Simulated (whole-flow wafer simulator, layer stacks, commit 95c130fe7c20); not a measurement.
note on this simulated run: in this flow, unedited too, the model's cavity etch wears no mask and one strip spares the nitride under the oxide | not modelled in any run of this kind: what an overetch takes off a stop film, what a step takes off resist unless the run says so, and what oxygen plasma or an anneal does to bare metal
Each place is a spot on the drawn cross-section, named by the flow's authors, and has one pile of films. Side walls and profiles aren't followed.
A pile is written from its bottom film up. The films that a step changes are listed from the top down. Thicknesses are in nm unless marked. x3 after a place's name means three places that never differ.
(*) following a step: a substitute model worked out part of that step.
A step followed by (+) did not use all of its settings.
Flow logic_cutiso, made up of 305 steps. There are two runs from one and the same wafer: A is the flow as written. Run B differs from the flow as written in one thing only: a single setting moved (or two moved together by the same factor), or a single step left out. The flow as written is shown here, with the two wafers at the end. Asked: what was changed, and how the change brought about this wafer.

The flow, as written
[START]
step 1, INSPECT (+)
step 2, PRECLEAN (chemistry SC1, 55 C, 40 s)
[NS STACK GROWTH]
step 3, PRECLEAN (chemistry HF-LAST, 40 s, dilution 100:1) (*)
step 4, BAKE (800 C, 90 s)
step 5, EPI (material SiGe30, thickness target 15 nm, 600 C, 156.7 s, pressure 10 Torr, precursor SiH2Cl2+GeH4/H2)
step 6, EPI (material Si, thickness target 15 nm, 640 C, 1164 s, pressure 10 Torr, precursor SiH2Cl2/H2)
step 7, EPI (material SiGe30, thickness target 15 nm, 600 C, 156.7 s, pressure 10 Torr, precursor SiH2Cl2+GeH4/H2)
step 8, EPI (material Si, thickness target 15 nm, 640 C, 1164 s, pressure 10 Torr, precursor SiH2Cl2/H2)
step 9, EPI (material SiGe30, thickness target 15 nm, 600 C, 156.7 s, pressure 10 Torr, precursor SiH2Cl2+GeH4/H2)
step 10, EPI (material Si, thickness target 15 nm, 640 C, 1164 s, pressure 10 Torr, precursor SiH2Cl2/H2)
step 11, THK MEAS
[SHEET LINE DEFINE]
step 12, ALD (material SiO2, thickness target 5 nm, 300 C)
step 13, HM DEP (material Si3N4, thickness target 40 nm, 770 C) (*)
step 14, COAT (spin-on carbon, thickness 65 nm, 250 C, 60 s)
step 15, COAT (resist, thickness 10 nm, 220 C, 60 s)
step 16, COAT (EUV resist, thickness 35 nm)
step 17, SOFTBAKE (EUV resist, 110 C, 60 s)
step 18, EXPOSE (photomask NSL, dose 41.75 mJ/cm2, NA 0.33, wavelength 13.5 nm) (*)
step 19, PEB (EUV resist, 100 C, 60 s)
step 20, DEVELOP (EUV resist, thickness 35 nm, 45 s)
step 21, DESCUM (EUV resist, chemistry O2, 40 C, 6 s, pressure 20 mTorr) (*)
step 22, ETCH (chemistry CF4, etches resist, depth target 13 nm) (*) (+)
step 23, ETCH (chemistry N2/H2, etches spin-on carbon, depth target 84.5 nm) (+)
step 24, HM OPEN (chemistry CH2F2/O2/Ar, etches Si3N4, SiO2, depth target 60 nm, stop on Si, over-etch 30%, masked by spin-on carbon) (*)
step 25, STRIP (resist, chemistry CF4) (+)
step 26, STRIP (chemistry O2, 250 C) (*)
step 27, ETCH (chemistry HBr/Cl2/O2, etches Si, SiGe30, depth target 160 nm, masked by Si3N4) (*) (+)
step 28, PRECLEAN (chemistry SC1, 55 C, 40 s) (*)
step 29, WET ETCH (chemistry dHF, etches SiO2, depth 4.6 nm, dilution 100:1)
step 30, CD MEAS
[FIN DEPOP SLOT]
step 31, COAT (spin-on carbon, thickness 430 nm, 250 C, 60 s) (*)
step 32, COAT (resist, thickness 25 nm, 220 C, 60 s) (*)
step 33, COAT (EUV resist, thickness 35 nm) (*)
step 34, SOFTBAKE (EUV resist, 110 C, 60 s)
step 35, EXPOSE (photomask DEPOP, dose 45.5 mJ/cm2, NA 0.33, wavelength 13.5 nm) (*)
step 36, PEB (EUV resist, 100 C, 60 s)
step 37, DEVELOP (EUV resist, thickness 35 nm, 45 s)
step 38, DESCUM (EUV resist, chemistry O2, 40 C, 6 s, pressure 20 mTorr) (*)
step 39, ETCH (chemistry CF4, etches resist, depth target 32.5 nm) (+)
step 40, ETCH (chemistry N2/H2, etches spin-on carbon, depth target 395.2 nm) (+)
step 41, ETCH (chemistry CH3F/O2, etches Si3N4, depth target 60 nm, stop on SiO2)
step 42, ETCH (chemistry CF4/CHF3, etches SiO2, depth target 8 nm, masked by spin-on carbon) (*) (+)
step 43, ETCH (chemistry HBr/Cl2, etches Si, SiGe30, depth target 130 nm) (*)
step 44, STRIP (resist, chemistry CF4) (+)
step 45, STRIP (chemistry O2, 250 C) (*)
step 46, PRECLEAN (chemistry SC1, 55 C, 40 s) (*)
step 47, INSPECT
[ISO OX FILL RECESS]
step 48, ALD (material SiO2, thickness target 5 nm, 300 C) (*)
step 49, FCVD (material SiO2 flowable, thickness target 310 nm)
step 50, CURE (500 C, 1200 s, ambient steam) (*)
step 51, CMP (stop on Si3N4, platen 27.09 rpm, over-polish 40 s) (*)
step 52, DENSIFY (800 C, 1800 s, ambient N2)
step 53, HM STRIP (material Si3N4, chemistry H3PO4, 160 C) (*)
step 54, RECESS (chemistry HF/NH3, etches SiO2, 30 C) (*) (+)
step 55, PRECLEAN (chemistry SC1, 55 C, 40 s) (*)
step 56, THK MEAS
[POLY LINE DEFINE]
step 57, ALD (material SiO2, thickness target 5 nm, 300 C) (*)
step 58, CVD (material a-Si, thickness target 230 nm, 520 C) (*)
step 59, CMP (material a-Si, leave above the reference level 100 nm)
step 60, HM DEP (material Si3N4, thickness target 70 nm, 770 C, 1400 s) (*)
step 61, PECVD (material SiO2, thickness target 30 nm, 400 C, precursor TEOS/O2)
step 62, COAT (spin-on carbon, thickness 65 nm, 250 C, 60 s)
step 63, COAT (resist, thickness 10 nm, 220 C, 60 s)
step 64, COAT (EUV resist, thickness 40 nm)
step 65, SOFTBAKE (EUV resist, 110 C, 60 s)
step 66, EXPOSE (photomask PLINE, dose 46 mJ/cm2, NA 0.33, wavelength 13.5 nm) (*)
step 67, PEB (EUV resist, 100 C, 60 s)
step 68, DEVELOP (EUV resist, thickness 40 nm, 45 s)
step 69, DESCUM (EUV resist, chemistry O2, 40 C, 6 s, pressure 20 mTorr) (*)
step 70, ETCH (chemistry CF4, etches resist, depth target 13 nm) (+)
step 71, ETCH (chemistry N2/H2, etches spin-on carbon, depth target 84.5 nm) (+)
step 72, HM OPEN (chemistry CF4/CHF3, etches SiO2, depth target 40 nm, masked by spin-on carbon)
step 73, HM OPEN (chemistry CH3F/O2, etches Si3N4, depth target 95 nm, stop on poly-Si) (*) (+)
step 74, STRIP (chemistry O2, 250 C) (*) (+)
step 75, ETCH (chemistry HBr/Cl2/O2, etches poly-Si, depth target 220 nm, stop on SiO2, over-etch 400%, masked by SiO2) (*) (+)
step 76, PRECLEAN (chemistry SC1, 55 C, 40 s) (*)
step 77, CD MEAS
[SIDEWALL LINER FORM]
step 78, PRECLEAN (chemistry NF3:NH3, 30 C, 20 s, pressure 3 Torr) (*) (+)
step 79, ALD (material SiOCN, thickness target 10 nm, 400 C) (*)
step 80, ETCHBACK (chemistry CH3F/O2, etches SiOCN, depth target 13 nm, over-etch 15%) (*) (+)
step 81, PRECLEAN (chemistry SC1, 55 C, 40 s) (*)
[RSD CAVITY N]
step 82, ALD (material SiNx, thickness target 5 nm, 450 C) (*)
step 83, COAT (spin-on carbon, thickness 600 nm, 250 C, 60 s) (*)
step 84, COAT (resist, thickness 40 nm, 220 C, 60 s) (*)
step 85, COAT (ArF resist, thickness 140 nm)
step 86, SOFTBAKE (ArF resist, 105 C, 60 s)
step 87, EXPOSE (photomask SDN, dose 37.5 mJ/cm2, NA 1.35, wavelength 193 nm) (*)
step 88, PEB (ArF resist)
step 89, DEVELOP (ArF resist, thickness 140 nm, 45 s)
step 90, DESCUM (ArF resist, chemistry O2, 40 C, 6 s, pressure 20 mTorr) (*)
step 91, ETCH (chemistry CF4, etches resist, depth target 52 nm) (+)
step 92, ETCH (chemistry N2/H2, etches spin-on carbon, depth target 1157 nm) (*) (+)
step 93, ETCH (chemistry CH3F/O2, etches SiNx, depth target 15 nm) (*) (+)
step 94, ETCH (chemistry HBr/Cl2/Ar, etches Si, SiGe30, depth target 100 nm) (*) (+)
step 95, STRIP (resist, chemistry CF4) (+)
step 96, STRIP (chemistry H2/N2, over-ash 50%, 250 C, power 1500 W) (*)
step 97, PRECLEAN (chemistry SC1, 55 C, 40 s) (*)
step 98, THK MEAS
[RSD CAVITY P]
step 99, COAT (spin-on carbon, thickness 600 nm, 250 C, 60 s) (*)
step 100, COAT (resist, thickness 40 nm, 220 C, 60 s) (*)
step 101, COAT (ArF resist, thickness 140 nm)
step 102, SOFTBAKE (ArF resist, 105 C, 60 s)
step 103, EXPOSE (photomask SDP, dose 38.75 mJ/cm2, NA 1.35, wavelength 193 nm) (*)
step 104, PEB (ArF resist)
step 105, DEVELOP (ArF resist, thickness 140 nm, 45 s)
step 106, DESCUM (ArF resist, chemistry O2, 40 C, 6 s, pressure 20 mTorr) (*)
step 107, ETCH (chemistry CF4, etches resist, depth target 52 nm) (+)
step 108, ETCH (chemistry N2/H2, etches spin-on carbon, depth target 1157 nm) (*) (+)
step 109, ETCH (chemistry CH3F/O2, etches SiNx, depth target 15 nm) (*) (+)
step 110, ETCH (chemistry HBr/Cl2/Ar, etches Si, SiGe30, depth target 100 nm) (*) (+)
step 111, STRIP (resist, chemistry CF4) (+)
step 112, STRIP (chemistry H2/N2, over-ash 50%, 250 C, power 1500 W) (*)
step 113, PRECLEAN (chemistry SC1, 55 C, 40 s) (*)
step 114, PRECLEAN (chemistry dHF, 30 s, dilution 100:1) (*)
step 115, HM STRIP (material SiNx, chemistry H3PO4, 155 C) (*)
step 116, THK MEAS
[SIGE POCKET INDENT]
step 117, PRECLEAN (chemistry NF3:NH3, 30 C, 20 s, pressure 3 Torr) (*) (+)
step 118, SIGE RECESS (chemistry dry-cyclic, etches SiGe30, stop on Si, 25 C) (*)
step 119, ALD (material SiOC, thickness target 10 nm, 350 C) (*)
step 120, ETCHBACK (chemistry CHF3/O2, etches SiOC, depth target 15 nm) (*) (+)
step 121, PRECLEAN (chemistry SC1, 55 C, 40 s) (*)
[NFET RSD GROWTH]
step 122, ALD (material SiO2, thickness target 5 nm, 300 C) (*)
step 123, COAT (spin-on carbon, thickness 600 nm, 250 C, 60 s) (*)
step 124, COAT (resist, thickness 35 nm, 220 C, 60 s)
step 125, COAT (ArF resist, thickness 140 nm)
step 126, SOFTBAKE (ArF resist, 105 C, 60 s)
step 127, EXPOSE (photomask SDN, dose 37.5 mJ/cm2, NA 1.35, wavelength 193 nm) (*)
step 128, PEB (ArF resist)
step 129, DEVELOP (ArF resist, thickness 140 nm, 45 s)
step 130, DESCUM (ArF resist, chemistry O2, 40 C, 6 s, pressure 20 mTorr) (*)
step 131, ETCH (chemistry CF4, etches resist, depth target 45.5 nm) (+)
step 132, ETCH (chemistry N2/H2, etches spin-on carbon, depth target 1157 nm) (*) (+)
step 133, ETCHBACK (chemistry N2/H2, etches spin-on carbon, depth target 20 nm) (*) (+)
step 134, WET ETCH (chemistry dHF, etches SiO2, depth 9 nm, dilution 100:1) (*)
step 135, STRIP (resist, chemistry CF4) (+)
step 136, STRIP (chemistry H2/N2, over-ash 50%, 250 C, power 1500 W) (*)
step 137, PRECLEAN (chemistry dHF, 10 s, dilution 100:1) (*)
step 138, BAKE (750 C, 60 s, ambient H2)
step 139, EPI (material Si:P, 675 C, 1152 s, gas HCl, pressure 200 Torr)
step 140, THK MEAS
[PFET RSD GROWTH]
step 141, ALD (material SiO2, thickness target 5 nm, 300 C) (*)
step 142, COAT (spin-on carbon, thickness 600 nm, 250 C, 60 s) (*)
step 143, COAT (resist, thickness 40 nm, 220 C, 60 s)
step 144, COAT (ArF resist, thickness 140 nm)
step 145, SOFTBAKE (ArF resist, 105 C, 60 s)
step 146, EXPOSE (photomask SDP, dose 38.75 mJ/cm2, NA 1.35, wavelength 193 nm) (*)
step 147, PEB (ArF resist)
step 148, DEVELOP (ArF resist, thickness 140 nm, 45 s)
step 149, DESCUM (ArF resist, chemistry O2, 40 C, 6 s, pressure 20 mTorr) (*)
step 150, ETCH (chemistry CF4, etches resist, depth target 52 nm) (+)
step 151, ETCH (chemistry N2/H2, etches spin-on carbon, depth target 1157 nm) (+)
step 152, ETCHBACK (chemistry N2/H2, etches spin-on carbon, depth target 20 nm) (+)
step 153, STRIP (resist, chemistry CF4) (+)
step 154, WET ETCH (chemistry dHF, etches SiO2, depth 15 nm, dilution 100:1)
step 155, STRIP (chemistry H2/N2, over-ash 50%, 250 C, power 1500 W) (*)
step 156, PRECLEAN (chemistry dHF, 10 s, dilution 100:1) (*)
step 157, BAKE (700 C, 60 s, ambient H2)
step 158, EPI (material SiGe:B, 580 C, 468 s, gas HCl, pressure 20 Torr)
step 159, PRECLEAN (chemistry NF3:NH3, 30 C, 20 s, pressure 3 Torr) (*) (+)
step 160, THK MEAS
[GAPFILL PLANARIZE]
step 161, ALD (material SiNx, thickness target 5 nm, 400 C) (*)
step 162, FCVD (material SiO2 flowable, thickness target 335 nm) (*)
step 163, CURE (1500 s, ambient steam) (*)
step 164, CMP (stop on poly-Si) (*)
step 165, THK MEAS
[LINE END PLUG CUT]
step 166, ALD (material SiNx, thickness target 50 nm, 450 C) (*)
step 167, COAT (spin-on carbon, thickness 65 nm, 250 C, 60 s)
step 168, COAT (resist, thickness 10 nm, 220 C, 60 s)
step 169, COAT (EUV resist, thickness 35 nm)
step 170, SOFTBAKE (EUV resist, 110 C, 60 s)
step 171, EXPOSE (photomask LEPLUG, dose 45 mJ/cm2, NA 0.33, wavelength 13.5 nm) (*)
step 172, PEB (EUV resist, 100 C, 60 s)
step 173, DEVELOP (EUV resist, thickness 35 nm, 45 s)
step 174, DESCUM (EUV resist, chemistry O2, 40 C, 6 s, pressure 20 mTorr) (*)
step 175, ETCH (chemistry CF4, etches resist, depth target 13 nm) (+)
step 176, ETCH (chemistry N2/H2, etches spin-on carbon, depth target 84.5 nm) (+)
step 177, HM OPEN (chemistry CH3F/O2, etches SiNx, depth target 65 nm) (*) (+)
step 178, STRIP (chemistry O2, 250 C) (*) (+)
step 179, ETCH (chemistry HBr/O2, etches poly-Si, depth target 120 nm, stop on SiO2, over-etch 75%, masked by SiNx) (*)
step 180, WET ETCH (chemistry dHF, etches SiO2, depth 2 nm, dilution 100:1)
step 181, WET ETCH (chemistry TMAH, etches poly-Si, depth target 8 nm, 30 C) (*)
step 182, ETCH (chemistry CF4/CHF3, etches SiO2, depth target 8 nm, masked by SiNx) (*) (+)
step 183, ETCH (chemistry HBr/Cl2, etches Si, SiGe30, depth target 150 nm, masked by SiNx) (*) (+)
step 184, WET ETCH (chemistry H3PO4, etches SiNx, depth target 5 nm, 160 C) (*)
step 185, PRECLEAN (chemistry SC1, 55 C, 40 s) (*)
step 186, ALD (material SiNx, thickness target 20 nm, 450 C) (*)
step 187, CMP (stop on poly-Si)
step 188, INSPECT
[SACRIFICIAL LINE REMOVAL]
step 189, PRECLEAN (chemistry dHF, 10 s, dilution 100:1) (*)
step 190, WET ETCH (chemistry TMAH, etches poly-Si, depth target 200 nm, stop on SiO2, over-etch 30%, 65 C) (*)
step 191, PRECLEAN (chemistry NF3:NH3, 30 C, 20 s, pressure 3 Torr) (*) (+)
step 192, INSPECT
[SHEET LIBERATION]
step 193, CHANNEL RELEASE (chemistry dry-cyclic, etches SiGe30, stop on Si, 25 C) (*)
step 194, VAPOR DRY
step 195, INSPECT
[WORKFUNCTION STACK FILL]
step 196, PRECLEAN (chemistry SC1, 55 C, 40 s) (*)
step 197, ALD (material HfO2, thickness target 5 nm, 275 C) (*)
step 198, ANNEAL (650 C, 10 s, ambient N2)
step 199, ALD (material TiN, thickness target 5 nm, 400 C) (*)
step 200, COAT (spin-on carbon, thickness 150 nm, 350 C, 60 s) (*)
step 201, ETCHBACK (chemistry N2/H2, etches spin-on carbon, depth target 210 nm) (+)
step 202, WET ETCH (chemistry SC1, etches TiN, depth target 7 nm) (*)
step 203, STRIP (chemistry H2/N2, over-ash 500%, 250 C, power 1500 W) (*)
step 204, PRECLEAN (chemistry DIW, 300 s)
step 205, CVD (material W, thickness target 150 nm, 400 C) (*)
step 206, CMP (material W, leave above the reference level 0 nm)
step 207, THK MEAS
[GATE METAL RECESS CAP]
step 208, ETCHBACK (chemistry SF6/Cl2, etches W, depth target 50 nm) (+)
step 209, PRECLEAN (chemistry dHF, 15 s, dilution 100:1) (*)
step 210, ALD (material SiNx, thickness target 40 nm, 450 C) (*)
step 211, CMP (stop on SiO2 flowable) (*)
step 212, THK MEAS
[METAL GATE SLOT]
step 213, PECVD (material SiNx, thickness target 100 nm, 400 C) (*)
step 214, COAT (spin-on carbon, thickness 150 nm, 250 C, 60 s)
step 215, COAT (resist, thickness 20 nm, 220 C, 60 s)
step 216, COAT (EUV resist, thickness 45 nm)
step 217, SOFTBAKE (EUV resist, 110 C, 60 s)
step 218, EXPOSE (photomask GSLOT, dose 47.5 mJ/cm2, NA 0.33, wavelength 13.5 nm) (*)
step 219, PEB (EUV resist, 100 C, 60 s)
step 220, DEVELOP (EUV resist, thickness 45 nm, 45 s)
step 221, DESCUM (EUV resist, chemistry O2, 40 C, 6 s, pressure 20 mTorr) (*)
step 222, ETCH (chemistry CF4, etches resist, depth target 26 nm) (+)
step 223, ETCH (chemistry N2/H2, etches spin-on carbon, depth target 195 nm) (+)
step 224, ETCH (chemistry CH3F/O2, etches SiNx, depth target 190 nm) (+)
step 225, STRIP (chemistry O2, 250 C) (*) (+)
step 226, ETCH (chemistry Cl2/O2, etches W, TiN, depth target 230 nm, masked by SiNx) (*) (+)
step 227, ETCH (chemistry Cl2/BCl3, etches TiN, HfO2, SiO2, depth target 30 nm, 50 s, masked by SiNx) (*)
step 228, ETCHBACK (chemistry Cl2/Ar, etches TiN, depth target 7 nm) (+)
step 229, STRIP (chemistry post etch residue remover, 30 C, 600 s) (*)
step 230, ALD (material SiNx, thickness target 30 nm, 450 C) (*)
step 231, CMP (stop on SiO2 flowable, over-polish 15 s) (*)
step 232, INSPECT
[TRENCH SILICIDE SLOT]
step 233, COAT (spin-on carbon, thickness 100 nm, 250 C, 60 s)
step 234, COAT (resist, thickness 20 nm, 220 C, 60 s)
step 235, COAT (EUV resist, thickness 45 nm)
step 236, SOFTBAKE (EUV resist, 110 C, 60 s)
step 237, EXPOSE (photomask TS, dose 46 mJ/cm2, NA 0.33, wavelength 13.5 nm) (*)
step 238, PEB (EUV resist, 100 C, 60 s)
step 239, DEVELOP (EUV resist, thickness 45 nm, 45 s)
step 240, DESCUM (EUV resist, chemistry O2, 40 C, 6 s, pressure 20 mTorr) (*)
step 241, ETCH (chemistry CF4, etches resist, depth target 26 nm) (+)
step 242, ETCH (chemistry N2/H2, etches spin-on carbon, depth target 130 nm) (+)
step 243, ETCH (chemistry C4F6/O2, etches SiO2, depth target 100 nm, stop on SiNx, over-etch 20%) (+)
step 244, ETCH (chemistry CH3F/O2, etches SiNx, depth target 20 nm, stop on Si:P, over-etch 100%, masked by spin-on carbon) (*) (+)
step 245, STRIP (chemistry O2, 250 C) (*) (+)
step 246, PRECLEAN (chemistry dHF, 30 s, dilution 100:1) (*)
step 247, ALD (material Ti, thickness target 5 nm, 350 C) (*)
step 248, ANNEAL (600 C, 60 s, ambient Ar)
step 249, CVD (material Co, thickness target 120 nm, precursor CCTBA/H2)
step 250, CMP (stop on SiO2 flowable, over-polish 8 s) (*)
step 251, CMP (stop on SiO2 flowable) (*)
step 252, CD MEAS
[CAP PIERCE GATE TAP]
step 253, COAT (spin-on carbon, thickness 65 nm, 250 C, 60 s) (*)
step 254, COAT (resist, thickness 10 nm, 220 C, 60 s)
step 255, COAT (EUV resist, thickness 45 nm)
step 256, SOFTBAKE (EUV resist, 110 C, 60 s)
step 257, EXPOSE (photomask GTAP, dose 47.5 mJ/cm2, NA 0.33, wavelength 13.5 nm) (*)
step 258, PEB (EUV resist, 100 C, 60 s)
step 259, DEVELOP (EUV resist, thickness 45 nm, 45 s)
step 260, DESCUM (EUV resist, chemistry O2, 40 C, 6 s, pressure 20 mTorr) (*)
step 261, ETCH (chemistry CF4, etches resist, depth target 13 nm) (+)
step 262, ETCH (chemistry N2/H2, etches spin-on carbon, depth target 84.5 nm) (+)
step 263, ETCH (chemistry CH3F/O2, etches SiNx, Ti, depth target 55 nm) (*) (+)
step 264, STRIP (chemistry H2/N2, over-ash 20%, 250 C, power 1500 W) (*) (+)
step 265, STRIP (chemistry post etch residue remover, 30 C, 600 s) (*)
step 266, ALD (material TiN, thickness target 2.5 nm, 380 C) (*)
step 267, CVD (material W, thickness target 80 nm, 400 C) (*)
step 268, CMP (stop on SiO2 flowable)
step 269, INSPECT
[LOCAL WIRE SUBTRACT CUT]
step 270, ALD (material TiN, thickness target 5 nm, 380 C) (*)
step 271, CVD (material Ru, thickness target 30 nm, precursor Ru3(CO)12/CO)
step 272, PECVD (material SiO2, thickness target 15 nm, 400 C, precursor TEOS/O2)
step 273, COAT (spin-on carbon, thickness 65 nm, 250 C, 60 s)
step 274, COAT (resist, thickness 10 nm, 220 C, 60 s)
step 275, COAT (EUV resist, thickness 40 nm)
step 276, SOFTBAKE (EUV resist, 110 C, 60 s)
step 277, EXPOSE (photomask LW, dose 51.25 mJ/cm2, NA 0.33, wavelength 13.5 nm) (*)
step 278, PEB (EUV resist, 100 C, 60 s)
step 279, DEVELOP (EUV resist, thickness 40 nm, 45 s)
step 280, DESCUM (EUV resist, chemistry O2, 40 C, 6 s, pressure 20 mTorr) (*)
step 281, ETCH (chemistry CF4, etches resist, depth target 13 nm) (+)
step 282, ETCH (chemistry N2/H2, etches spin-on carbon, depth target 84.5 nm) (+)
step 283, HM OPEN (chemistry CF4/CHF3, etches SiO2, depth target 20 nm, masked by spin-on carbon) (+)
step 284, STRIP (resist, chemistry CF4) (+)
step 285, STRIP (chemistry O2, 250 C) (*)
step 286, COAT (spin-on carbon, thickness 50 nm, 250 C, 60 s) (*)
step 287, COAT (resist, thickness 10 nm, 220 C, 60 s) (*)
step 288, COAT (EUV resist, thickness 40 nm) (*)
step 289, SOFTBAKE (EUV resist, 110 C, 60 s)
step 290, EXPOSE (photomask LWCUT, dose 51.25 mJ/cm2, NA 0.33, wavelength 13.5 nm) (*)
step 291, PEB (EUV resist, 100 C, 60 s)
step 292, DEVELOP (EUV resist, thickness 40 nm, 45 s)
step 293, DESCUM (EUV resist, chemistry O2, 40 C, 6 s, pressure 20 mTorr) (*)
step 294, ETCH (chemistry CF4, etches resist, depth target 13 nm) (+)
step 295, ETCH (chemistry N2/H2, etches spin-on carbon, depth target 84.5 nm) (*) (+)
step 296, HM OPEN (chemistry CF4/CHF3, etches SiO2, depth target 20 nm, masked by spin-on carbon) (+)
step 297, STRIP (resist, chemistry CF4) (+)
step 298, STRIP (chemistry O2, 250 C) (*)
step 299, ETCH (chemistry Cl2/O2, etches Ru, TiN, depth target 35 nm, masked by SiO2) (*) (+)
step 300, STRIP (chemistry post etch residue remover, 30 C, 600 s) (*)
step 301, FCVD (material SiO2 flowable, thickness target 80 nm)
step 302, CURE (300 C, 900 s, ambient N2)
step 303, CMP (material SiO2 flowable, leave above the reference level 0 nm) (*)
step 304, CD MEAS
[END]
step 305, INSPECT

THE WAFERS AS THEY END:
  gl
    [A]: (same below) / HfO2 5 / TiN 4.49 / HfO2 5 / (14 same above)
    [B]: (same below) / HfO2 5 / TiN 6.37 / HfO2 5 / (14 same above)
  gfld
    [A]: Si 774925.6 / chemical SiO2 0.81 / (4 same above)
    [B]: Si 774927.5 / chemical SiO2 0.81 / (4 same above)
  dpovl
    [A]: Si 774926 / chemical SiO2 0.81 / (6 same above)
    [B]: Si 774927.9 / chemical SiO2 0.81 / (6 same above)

The reason: step 7, EPI: thickness target 16.9 nm was run, whereas the flow has thickness target 15 nm; step 7, EPI: 176.3 s was run, where the flow has 156.7 s.

How this came from the change, step by step:
  step 7, EPI (material SiGe30, thickness target 15 nm, 600 C, 156.7 s, pressure 10 Torr, precursor SiH2Cl2+GeH4/H2)
      depop, dpovl, gfld and 19 more: A +15 SiGe30 (new film) | B +16.9 SiGe30 (new film)
  step 27, ETCH (chemistry HBr/Cl2/O2, etches Si, SiGe30, depth target 160 nm, masked by Si3N4) (*) (+)
      gfld, gxf, iso, lnri: A -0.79 chemical SiO2 (all of it), -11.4 Si (all of it), -15 SiGe30 (all of it), -15 Si (all of it), -15 SiGe30 (all of it), -15 Si (all of it), -15 SiGe30 (all of it), -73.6 Si | B -0.79 chemical SiO2 (all of it), -11.4 Si (all of it), -15 SiGe30 (all of it), -15 Si (all of it), -16.9 SiGe30 (all of it), -15 Si (all of it), -15 SiGe30 (all of it), -71.8 Si
      dpovl, nsgap: A -0.79 chemical SiO2 (all of it), -11.8 Si (all of it), -15 SiGe30 (all of it), -15 Si (all of it), -15 SiGe30 (all of it), -15 Si (all of it), -15 SiGe30 (all of it), -73.2 Si | B -0.79 chemical SiO2 (all of it), -11.8 Si (all of it), -15 SiGe30 (all of it), -15 Si (all of it), -16.9 SiGe30 (all of it), -15 Si (all of it), -15 SiGe30 (all of it), -71.4 Si
      (also at 1 further place)
  step 43, ETCH (chemistry HBr/Cl2, etches Si, SiGe30, depth target 130 nm) (*)
      depop: A -14 Si (all of it), -15 SiGe30 (all of it), -15 Si (all of it), -15 SiGe30 (all of it), -15 Si (all of it), -15 SiGe30 (all of it), -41 Si | B -14 Si (all of it), -15 SiGe30 (all of it), -15 Si (all of it), -16.9 SiGe30 (all of it), -15 Si (all of it), -15 SiGe30 (all of it), -39.1 Si
  step 94, ETCH (chemistry HBr/Cl2/Ar, etches Si, SiGe30, depth target 100 nm) (*) (+)
      rsdn, rsdx: A -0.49 chemical SiO2 (all of it), -12.8 Si (all of it), -15 SiGe30 (all of it), -15 Si (all of it), -15 SiGe30 (all of it), -15 Si (all of it), -15 SiGe30 (all of it), -12.2 Si | B -0.49 chemical SiO2 (all of it), -12.8 Si (all of it), -15 SiGe30 (all of it), -15 Si (all of it), -16.9 SiGe30 (all of it), -15 Si (all of it), -15 SiGe30 (all of it), -10.3 Si
  step 110, ETCH (chemistry HBr/Cl2/Ar, etches Si, SiGe30, depth target 100 nm) (*) (+)
      rsdp, rsdw: A -0.49 chemical SiO2 (all of it), -12.8 Si (all of it), -15 SiGe30 (all of it), -15 Si (all of it), -15 SiGe30 (all of it), -15 Si (all of it), -15 SiGe30 (all of it), -12.2 Si | B -0.49 chemical SiO2 (all of it), -12.8 Si (all of it), -15 SiGe30 (all of it), -15 Si (all of it), -16.9 SiGe30 (all of it), -15 Si (all of it), -15 SiGe30 (all of it), -10.3 Si
  step 118, SIGE RECESS (chemistry dry-cyclic, etches SiGe30, stop on Si, 25 C) (*)
      lnr, lnrp, lnrt: A -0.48 SiOCN, -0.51 Si, +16 cavity (new film), -15 SiGe30 (all of it), -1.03 Si, +16 cavity (new film), -15 SiGe30 (all of it), -1.03 Si, +16 cavity (new film), -15 SiGe30 (all of it), -0.51 Si | B -0.48 SiOCN, -0.51 Si, +16 cavity (new film), -15 SiGe30 (all of it), -1.03 Si, +17.9 cavity (new film), -16.9 SiGe30 (all of it), -1.03 Si, +16 cavity (new film), -15 SiGe30 (all of it), -0.51 Si
  step 119, ALD (material SiOC, thickness target 10 nm, 350 C) (*)
      lnr, lnrp, lnrt: A +10 SiOC (new film), +16 SiOC (new film), -16 cavity (all of it), +16 SiOC (new film), -16 cavity (all of it), +16 SiOC (new film), -16 cavity (all of it) | B +10 SiOC (new film), +16 SiOC (new film), -16 cavity (all of it), +17.9 SiOC (new film), -17.9 cavity (all of it), +16 SiOC (new film), -16 cavity (all of it)
  step 183, ETCH (chemistry HBr/Cl2, etches Si, SiGe30, depth target 150 nm, masked by SiNx) (*) (+)
      plug: A -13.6 Si (all of it), -15 SiGe30 (all of it), -15 Si (all of it), -15 SiGe30 (all of it), -15 Si (all of it), -15 SiGe30 (all of it), -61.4 Si | B -13.6 Si (all of it), -15 SiGe30 (all of it), -15 Si (all of it), -16.9 SiGe30 (all of it), -15 Si (all of it), -15 SiGe30 (all of it), -59.6 Si
  step 193, CHANNEL RELEASE (chemistry dry-cyclic, etches SiGe30, stop on Si, 25 C) (*)
      gl, glp, gxn, gxp, ns, tap: A +0.8 chemical SiO2 (new film), -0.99 Si, +0.8 chemical SiO2 (new film), +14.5 cavity (new film), +0.8 chemical SiO2 (new film), -15 SiGe30 (all of it), -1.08 Si, +0.8 chemical SiO2 (new film), +14.5 cavity (new film), +0.8 chemical SiO2 (new film), -15 SiGe30 (all of it), -1.08 Si, +0.8 chemical SiO2 (new film), +14.5 cavity (new film), +0.8 chemical SiO2 (new film), -15 SiGe30 (all of it), -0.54 Si | B +0.8 chemical SiO2 (new film), -0.99 Si, +0.8 chemical SiO2 (new film), +14.5 cavity (new film), +0.8 chemical SiO2 (new film), -15 SiGe30 (all of it), -1.08 Si, +0.8 chemical SiO2 (new film), +16.4 cavity (new film), +0.8 chemical SiO2 (new film), -16.9 SiGe30 (all of it), -1.08 Si, +0.8 chemical SiO2 (new film), +14.5 cavity (new film), +0.8 chemical SiO2 (new film), -15 SiGe30 (all of it), -0.54 Si
  step 199, ALD (material TiN, thickness target 5 nm, 400 C) (*)
      gl, glp, tap: A +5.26 TiN (new film), +4.49 TiN (new film), -4.49 cavity (all of it), +4.49 TiN (new film), -4.49 cavity (all of it), +4.49 TiN (new film), -4.49 cavity (all of it) | B +5.26 TiN (new film), +4.49 TiN (new film), -4.49 cavity (all of it), +6.37 TiN (new film), -6.37 cavity (all of it), +4.49 TiN (new film), -4.49 cavity (all of it)
      gxn, gxp, ns: A +5 TiN (new film), +4.49 TiN (new film), -4.49 cavity (all of it), +4.49 TiN (new film), -4.49 cavity (all of it), +4.49 TiN (new film), -4.49 cavity (all of it) | B +5 TiN (new film), +4.49 TiN (new film), -4.49 cavity (all of it), +6.37 TiN (new film), -6.37 cavity (all of it), +4.49 TiN (new film), -4.49 cavity (all of it)
